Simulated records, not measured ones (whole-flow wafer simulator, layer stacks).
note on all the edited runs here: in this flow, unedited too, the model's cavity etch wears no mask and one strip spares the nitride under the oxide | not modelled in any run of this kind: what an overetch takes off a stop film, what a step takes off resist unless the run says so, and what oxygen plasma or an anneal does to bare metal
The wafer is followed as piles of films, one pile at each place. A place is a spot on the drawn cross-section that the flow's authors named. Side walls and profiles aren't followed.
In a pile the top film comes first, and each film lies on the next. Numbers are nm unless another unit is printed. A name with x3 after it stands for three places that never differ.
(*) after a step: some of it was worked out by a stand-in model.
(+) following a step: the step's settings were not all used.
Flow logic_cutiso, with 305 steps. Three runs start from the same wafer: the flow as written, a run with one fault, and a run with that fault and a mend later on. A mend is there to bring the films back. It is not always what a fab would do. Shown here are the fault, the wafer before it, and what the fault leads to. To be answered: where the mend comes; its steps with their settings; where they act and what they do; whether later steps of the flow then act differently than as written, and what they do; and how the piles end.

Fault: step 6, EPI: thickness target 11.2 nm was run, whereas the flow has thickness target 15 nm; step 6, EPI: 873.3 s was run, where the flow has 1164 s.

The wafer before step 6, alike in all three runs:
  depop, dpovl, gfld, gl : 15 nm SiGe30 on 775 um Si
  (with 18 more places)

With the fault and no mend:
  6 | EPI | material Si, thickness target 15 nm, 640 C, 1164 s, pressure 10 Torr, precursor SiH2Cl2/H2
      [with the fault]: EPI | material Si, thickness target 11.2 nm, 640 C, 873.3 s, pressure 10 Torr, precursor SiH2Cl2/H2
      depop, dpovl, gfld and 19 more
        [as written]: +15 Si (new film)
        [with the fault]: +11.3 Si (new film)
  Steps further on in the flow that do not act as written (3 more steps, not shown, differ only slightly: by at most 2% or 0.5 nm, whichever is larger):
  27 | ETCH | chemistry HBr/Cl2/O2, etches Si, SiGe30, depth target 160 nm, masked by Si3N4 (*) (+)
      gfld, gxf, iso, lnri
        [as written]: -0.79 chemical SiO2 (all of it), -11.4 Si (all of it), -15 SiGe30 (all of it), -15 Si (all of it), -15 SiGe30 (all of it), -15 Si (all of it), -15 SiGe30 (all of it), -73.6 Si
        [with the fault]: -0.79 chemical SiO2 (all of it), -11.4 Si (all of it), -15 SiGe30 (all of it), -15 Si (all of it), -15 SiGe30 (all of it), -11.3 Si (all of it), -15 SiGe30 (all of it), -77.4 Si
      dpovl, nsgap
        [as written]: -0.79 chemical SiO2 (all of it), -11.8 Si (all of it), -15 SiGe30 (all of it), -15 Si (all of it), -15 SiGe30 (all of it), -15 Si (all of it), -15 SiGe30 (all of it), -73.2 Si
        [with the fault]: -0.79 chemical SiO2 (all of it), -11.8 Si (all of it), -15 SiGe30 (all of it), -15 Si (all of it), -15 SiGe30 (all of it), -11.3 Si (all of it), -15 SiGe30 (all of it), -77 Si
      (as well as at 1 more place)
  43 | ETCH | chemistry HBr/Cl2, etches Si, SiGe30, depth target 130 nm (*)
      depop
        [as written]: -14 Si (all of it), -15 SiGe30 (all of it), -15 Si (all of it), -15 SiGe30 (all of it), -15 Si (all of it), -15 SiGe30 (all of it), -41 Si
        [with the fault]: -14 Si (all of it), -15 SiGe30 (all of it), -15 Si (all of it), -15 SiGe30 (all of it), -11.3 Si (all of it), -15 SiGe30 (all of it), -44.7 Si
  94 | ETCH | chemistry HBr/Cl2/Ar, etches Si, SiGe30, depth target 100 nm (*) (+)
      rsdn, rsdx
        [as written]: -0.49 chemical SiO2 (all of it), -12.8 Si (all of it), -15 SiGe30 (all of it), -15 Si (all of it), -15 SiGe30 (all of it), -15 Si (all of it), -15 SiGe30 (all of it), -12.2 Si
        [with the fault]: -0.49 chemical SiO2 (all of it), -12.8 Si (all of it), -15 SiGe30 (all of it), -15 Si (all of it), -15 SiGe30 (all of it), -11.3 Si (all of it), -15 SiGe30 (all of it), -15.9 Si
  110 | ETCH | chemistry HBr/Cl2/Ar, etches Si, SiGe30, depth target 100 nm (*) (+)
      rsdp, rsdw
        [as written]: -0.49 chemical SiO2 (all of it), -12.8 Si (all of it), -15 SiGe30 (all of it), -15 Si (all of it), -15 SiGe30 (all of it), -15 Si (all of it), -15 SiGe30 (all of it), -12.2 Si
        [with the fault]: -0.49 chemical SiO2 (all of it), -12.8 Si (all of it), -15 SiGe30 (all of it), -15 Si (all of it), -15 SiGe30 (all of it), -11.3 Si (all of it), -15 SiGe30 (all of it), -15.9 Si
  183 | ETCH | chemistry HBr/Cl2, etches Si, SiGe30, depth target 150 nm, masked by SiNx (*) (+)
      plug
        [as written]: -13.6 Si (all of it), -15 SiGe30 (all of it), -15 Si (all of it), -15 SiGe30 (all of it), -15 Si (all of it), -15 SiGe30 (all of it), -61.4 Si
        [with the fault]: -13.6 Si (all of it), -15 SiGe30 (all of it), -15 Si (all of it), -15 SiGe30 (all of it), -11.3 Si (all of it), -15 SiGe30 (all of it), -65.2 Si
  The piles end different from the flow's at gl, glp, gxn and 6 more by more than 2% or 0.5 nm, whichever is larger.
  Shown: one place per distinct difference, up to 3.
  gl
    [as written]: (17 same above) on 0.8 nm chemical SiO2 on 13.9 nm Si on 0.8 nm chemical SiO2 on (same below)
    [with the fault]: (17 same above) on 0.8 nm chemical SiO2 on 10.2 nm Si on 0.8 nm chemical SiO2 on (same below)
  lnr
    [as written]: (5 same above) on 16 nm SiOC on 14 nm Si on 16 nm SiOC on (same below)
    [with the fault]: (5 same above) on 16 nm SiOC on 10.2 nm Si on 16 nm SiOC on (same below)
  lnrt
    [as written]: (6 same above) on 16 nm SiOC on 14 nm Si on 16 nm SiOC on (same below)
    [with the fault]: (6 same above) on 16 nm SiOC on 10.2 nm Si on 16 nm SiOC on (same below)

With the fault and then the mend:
  After step 6 comes the mend.
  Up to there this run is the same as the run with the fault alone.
  6a | EPI | material Si, thickness target 3.8 nm, 640 C, 295 s, pressure 10 Torr, precursor SiH2Cl2/H2 (the flow's step 6, run once more with other settings)
      depop, dpovl, gfld and 19 more
        +3.8 Si
  Later steps of the flow that are run all act as written at every place that is followed, up to a difference of at most 2% or 0.5 nm, whichever is larger.
  When the end is reached, the piles differ only a little from the flow's at the places that both follow, at most by 2% or 0.5 nm, whichever is larger.
